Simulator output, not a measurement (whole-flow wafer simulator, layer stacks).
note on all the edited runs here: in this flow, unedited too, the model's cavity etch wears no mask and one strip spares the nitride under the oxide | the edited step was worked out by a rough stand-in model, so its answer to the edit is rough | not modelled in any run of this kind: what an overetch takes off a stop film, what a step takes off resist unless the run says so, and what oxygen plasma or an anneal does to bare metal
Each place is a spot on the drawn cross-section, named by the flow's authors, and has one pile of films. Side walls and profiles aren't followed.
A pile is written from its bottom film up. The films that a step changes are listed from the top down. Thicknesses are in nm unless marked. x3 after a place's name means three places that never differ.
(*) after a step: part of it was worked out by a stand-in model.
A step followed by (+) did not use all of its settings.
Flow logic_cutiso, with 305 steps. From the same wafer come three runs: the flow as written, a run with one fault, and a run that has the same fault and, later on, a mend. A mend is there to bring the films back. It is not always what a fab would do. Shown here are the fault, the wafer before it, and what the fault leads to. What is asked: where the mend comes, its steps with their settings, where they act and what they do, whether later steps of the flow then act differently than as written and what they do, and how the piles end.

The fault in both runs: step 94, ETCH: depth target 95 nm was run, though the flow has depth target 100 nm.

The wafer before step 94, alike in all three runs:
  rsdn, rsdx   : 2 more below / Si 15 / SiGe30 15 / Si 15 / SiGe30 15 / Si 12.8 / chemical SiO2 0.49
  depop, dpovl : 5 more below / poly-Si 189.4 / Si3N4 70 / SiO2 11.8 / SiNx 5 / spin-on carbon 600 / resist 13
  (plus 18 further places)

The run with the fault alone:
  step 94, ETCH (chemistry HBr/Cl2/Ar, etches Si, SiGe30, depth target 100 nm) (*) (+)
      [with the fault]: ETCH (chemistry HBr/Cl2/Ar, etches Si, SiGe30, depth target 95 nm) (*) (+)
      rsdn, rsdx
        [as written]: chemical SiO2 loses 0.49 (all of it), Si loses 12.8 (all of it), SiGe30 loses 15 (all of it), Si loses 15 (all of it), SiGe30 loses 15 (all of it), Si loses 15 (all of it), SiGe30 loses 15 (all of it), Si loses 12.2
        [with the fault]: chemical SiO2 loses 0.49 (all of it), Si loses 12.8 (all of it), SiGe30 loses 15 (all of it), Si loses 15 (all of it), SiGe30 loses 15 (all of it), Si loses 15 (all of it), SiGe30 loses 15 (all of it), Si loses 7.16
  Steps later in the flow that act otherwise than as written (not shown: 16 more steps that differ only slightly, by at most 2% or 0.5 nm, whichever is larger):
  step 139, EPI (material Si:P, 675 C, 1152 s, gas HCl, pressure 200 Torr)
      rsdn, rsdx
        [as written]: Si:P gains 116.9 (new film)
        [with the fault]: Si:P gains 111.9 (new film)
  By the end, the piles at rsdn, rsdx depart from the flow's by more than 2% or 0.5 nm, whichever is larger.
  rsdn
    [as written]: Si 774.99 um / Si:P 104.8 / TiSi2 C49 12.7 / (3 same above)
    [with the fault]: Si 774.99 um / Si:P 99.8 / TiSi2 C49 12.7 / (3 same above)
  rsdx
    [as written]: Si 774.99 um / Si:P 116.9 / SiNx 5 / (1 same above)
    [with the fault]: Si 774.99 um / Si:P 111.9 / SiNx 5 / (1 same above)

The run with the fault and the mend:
  After step 94 comes the mend.
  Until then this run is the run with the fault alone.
  step 94a, ETCH (chemistry HBr/Cl2/Ar, etches Si, SiGe30, depth target 5 nm) (*) (+) (a further turn of the flow's step 94, with different settings)
      rsdn, rsdx
        Si loses 5
  Every later step of the flow that is run acts as written at every place that is followed.
  At every place that both follow, the piles at the end match the flow's.
